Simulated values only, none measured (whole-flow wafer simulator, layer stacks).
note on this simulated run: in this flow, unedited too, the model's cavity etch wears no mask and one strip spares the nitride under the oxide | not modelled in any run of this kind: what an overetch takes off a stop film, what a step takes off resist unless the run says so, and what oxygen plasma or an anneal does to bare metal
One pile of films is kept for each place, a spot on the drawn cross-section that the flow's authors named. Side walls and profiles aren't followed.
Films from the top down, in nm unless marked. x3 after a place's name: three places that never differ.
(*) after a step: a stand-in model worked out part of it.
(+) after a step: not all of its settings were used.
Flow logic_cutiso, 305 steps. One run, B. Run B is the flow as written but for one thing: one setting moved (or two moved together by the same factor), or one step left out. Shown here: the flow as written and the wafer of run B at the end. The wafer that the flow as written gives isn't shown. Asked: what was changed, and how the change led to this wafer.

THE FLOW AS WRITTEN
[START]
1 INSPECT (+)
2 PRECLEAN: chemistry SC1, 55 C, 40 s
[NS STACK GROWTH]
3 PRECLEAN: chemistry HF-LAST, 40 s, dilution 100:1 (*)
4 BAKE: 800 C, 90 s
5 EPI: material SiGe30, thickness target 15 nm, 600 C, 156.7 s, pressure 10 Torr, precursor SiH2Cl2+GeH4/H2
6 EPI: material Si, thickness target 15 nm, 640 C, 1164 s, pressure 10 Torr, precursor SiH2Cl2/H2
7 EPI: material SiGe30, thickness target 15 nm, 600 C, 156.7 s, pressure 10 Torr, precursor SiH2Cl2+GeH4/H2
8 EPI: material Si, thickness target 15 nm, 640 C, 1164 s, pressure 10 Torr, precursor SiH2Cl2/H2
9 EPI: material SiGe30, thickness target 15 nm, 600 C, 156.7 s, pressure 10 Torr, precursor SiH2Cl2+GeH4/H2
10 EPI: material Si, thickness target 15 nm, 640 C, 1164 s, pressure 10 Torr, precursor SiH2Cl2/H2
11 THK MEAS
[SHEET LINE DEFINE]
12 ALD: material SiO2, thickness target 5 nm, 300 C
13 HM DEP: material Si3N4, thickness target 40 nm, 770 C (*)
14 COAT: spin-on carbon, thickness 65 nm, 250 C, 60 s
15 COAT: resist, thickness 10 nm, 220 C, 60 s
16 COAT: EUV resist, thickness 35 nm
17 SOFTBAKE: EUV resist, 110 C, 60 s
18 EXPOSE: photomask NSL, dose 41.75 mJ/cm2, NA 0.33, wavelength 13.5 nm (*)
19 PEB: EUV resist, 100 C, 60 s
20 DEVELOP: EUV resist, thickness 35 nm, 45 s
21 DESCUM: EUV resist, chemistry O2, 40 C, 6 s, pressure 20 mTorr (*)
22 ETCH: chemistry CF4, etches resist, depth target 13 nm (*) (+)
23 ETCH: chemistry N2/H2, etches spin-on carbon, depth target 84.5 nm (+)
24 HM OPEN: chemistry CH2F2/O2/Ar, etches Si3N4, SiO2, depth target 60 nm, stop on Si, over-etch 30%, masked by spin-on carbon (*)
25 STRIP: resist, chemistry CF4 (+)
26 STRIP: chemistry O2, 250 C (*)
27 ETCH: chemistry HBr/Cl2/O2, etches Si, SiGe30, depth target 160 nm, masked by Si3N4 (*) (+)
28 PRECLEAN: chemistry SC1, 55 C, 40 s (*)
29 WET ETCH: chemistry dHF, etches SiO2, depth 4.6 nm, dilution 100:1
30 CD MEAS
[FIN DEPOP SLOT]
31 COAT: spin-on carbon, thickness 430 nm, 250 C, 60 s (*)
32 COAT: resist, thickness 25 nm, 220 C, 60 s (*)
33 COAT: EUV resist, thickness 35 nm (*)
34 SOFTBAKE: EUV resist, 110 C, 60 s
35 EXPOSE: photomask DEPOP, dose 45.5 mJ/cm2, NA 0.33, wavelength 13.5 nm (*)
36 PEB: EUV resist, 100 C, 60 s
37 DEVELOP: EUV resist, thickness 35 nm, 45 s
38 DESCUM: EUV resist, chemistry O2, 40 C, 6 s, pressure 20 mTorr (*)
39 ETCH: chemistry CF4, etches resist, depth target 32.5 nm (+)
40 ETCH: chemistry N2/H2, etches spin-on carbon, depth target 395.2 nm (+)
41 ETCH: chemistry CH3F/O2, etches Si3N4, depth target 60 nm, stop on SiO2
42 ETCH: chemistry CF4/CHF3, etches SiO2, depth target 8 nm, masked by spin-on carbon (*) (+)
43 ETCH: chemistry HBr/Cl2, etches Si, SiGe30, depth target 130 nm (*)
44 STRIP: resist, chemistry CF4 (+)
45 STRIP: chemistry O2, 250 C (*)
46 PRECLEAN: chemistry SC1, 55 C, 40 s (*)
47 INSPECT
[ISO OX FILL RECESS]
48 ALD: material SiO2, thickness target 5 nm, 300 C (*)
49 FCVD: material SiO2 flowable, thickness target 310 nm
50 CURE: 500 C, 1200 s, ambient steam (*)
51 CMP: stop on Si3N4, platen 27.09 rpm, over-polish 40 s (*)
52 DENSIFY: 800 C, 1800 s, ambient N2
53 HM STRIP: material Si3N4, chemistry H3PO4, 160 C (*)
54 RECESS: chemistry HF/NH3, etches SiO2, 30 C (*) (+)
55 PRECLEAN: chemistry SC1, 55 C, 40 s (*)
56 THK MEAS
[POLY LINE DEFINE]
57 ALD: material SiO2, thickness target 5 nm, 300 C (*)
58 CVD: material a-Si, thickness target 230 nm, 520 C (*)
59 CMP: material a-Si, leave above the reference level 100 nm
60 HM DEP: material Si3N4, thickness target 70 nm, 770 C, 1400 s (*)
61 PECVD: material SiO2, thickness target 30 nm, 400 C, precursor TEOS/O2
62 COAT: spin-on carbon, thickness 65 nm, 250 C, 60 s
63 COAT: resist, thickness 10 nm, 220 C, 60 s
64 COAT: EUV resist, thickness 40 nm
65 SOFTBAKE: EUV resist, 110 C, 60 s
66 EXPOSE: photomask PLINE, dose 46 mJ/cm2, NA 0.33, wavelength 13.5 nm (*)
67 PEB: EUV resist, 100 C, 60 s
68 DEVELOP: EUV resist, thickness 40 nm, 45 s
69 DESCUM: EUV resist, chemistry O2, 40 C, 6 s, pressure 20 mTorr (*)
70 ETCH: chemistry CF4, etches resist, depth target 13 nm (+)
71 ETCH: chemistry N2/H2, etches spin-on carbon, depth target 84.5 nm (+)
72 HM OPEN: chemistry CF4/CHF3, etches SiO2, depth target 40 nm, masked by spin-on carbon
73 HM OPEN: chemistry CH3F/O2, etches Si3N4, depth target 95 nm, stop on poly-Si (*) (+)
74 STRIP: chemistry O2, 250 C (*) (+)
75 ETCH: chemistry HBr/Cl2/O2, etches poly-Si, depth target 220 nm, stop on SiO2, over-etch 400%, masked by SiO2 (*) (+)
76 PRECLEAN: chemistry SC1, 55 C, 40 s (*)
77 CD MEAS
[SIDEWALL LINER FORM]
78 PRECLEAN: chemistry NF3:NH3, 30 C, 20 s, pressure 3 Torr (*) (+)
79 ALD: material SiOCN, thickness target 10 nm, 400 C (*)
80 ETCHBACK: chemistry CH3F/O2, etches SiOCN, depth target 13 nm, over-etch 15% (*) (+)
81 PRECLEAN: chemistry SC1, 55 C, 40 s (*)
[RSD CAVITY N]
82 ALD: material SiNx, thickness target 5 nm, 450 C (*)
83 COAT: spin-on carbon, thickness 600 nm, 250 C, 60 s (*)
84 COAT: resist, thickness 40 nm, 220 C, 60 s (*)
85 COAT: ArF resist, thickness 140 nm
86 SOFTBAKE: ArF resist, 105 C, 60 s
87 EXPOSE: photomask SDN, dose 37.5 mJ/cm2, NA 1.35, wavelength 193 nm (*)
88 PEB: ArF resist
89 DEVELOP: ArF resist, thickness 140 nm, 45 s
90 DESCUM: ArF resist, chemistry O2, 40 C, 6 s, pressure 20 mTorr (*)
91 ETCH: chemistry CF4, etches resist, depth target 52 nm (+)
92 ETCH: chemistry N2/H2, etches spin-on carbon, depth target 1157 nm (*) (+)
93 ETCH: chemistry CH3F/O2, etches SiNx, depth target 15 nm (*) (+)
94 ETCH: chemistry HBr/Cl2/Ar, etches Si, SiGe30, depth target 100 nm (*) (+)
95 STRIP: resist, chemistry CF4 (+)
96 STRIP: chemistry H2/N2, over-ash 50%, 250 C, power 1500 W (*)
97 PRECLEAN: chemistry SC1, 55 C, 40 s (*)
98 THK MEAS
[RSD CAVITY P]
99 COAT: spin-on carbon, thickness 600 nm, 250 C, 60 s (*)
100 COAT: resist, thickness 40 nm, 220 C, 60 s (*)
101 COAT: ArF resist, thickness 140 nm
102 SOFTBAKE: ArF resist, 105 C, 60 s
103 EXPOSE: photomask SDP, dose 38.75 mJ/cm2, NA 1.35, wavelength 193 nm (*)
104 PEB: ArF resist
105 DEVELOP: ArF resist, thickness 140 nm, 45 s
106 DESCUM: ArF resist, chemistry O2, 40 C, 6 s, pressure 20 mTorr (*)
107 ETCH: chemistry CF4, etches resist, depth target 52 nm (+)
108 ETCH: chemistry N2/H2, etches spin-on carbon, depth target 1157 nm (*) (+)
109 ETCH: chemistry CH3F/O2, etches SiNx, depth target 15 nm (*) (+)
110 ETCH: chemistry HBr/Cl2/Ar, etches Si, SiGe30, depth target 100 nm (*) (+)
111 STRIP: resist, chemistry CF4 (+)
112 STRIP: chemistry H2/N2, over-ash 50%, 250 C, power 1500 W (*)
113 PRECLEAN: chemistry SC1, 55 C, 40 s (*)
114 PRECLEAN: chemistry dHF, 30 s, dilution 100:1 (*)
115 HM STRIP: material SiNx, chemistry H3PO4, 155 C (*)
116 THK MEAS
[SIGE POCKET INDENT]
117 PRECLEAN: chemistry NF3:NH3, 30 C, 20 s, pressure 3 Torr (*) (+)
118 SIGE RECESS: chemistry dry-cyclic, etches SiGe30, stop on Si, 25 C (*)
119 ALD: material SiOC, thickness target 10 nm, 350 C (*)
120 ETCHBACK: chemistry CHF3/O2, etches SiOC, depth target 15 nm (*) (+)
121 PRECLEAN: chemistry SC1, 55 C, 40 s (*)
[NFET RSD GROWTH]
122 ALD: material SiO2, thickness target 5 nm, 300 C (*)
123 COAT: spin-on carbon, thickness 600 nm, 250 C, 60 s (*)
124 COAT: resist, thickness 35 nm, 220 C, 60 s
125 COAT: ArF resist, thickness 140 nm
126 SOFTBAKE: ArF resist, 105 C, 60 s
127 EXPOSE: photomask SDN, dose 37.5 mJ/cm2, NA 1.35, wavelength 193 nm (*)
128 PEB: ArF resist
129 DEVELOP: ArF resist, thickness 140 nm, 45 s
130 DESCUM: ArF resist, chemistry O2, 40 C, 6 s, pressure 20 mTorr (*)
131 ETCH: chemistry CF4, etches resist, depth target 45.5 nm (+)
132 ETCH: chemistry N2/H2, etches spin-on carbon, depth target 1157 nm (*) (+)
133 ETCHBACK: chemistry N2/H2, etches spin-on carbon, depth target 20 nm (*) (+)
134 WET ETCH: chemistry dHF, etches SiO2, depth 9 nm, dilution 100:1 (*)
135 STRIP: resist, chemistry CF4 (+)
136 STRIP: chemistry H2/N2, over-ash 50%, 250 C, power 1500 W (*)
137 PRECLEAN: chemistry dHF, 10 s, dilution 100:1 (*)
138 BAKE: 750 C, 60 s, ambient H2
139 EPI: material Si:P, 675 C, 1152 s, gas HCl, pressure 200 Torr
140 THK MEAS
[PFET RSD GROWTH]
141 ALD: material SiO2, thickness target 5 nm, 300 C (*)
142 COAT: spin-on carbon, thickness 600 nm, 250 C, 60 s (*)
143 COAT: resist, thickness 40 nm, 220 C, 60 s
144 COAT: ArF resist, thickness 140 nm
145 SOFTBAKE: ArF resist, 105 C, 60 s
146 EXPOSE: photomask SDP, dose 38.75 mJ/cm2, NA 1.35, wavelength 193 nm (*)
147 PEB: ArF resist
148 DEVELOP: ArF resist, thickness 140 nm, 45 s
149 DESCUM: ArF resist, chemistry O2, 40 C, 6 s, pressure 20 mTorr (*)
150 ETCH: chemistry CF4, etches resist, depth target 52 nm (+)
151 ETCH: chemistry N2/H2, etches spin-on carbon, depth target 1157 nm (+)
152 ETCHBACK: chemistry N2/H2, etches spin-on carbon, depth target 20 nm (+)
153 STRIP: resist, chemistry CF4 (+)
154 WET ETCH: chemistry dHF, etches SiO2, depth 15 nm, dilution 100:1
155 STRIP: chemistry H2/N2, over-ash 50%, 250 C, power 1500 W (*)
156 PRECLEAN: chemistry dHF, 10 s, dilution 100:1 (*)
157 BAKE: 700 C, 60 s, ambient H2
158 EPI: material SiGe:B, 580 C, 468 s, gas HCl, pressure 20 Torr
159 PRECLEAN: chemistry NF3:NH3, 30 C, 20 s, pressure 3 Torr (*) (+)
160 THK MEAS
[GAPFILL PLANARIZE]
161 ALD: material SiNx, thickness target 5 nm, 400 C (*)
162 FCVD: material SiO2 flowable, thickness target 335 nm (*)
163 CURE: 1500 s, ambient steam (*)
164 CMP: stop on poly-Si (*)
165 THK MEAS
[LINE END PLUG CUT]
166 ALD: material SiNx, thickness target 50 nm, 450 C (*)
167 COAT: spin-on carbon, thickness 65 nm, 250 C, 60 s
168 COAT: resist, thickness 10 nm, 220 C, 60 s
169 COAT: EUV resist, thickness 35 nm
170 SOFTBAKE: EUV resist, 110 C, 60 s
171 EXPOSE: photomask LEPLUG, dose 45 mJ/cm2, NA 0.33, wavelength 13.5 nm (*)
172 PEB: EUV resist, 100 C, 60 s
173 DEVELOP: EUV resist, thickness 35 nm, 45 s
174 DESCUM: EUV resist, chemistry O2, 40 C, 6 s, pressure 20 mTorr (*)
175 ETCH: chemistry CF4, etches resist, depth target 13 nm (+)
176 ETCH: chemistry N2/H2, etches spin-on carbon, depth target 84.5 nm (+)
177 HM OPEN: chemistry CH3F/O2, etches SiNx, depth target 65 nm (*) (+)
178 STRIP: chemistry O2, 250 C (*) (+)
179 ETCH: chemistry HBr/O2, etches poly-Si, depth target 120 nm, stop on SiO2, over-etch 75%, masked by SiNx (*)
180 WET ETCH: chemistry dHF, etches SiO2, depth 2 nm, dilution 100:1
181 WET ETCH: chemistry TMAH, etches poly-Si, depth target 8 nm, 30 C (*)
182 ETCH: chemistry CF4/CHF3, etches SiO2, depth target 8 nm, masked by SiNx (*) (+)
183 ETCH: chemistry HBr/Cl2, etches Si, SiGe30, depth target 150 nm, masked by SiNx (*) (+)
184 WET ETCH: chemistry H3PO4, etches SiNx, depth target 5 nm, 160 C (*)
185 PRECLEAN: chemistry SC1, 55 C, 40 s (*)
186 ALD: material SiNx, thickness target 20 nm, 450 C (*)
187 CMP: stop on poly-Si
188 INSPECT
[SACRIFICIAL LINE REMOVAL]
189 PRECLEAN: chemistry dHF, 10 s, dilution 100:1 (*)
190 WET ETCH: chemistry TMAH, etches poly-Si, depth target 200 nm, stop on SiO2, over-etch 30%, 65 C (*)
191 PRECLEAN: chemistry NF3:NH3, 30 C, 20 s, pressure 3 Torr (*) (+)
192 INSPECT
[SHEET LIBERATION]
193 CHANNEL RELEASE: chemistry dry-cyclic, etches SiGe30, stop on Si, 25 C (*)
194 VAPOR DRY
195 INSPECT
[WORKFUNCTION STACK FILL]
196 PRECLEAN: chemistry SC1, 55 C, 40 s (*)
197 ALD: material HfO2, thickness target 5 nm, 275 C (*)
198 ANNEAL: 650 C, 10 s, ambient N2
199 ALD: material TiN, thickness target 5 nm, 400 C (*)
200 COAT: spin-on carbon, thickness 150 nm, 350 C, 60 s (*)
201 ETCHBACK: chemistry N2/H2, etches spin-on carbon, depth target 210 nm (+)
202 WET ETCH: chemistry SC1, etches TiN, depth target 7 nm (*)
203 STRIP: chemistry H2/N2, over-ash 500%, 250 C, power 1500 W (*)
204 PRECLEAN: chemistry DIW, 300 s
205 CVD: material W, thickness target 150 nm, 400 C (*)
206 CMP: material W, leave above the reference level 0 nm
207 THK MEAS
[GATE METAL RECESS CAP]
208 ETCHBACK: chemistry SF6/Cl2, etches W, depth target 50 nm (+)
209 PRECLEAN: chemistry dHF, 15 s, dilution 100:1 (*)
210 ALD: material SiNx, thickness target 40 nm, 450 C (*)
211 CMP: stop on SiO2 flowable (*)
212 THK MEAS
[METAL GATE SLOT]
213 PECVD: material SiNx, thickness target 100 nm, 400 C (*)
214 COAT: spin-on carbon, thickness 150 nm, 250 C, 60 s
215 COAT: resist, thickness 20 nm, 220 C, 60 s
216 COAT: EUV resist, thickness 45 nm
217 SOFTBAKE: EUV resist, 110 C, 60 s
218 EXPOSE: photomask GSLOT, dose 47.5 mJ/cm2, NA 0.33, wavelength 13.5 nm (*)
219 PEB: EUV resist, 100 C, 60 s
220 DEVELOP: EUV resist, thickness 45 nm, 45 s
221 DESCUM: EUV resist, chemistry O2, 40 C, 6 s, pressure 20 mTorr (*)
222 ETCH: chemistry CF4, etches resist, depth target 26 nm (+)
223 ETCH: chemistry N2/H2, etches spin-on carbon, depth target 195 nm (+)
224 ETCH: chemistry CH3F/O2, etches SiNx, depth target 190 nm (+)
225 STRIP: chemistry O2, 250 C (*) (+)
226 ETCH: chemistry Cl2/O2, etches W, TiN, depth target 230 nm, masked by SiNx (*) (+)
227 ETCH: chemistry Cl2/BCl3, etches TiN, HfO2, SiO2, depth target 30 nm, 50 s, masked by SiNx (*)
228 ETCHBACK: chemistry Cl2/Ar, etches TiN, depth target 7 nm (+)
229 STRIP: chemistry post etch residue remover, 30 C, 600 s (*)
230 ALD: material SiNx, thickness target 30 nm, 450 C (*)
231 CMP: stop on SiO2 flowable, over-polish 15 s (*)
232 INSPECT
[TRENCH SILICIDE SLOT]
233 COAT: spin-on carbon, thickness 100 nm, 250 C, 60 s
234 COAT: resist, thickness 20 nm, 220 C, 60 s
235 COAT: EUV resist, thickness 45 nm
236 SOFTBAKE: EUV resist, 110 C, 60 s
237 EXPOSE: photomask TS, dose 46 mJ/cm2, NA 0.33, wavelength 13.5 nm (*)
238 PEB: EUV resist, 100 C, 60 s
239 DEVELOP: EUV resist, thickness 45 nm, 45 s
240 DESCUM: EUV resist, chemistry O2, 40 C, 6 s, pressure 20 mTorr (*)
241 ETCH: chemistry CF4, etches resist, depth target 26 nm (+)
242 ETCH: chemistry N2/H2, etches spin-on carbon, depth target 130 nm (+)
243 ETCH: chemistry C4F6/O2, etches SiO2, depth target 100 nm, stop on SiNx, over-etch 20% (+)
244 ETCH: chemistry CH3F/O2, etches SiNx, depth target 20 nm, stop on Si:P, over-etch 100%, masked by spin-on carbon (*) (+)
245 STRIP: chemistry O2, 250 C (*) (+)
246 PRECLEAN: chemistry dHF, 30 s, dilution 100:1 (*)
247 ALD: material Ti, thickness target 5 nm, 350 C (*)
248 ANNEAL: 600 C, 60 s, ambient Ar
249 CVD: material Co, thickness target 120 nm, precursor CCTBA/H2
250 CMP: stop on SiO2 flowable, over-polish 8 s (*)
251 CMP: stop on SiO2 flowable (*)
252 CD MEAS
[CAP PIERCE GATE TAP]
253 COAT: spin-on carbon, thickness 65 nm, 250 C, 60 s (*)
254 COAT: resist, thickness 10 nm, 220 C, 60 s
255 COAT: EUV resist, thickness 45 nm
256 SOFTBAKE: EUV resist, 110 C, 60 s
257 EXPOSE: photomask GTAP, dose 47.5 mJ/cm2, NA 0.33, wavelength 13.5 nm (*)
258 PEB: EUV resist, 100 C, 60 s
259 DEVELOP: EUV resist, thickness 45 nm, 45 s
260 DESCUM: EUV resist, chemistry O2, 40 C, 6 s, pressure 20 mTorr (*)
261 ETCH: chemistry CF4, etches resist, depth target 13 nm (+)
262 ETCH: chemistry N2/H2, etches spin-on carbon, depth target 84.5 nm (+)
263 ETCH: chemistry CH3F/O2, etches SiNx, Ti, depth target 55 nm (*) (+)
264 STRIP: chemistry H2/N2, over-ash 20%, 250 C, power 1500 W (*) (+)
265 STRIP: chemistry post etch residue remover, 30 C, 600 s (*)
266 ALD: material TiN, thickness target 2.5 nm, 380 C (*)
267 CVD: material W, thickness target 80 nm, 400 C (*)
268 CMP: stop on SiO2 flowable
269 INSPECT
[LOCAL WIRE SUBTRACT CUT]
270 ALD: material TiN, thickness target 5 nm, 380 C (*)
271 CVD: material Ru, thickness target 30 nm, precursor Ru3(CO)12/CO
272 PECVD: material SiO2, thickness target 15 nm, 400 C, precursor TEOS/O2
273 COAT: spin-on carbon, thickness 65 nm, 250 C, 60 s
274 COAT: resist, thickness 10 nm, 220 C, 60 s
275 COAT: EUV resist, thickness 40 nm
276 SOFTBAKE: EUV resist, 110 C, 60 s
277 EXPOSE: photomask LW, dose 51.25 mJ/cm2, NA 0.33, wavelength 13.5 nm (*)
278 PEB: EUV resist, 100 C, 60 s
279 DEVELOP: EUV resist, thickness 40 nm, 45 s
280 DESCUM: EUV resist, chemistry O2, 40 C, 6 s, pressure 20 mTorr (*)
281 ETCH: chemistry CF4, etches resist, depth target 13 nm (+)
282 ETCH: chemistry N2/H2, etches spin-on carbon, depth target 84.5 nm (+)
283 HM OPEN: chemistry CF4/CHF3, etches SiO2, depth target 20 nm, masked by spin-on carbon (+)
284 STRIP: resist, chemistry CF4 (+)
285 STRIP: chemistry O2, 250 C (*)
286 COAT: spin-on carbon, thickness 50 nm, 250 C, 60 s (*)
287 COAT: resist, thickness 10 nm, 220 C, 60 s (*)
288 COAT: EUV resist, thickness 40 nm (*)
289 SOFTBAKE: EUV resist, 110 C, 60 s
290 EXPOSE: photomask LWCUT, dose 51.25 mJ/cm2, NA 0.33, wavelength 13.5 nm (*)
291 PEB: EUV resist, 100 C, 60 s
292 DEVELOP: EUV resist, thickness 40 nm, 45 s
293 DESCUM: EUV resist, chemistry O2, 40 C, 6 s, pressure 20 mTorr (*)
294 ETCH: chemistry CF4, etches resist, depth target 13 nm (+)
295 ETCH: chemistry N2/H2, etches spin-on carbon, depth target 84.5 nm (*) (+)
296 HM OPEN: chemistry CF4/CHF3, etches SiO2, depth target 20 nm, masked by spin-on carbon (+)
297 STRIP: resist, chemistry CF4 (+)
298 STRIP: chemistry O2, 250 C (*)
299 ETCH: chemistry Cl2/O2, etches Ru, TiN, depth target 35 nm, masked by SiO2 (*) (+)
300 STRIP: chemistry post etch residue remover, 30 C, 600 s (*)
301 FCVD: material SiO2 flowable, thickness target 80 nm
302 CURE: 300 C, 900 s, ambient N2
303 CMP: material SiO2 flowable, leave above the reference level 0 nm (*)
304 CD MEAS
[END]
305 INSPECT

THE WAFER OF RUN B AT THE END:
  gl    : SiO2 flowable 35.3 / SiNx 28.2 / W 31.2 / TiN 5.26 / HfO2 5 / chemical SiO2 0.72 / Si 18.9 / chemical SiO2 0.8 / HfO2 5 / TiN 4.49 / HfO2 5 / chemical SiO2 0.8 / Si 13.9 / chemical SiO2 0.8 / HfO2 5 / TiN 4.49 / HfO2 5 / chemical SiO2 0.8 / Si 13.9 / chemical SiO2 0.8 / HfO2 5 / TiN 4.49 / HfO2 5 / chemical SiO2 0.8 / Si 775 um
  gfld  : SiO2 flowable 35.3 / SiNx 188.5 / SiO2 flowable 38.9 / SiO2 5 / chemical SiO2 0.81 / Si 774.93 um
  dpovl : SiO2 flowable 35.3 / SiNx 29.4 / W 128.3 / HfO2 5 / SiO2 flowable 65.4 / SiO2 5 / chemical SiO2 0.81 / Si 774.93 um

The cause: step 10, EPI: thickness target 21 nm was run, where the flow has thickness target 15 nm; step 10, EPI: 1630 s was run, where the flow has 1164 s.

How the change led to this, step by step:
  10 EPI: material Si, thickness target 15 nm, 640 C, 1164 s, pressure 10 Torr, precursor SiH2Cl2/H2
      depop, dpovl, gfld and 19 more: Si +21 (new film) (as written it would be: Si +15 (new film))
  27 ETCH: chemistry HBr/Cl2/O2, etches Si, SiGe30, depth target 160 nm, masked by Si3N4 (*) (+)
      gfld, gxf, iso, lnri: chemical SiO2 -0.79 (all of it), Si -17.4 (all of it), SiGe30 -15 (all of it), Si -15 (all of it), SiGe30 -15 (all of it), Si -15 (all of it), SiGe30 -15 (all of it), Si -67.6 (as written it would be: chemical SiO2 -0.79 (all of it), Si -11.4 (all of it), SiGe30 -15 (all of it), Si -15 (all of it), SiGe30 -15 (all of it), Si -15 (all of it), SiGe30 -15 (all of it), Si -73.6)
      dpovl, nsgap: chemical SiO2 -0.79 (all of it), Si -17.8 (all of it), SiGe30 -15 (all of it), Si -15 (all of it), SiGe30 -15 (all of it), Si -15 (all of it), SiGe30 -15 (all of it), Si -67.2 (as written it would be: chemical SiO2 -0.79 (all of it), Si -11.8 (all of it), SiGe30 -15 (all of it), Si -15 (all of it), SiGe30 -15 (all of it), Si -15 (all of it), SiGe30 -15 (all of it), Si -73.2)
      (and at 1 more place)
  43 ETCH: chemistry HBr/Cl2, etches Si, SiGe30, depth target 130 nm (*)
      depop: Si -20 (all of it), SiGe30 -15 (all of it), Si -15 (all of it), SiGe30 -15 (all of it), Si -15 (all of it), SiGe30 -15 (all of it), Si -35 (as written it would be: Si -14 (all of it), SiGe30 -15 (all of it), Si -15 (all of it), SiGe30 -15 (all of it), Si -15 (all of it), SiGe30 -15 (all of it), Si -41)
  94 ETCH: chemistry HBr/Cl2/Ar, etches Si, SiGe30, depth target 100 nm (*) (+)
      rsdn, rsdx: chemical SiO2 -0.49 (all of it), Si -18.8 (all of it), SiGe30 -15 (all of it), Si -15 (all of it), SiGe30 -15 (all of it), Si -15 (all of it), SiGe30 -15 (all of it), Si -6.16 (as written it would be: chemical SiO2 -0.49 (all of it), Si -12.8 (all of it), SiGe30 -15 (all of it), Si -15 (all of it), SiGe30 -15 (all of it), Si -15 (all of it), SiGe30 -15 (all of it), Si -12.2)
  110 ETCH: chemistry HBr/Cl2/Ar, etches Si, SiGe30, depth target 100 nm (*) (+)
      rsdp, rsdw: chemical SiO2 -0.49 (all of it), Si -18.8 (all of it), SiGe30 -15 (all of it), Si -15 (all of it), SiGe30 -15 (all of it), Si -15 (all of it), SiGe30 -15 (all of it), Si -6.16 (as written it would be: chemical SiO2 -0.49 (all of it), Si -12.8 (all of it), SiGe30 -15 (all of it), Si -15 (all of it), SiGe30 -15 (all of it), Si -15 (all of it), SiGe30 -15 (all of it), Si -12.2)
  183 ETCH: chemistry HBr/Cl2, etches Si, SiGe30, depth target 150 nm, masked by SiNx (*) (+)
      plug: Si -19.6 (all of it), SiGe30 -15 (all of it), Si -15 (all of it), SiGe30 -15 (all of it), Si -15 (all of it), SiGe30 -15 (all of it), Si -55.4 (as written it would be: Si -13.6 (all of it), SiGe30 -15 (all of it), Si -15 (all of it), SiGe30 -15 (all of it), Si -15 (all of it), SiGe30 -15 (all of it), Si -61.4)
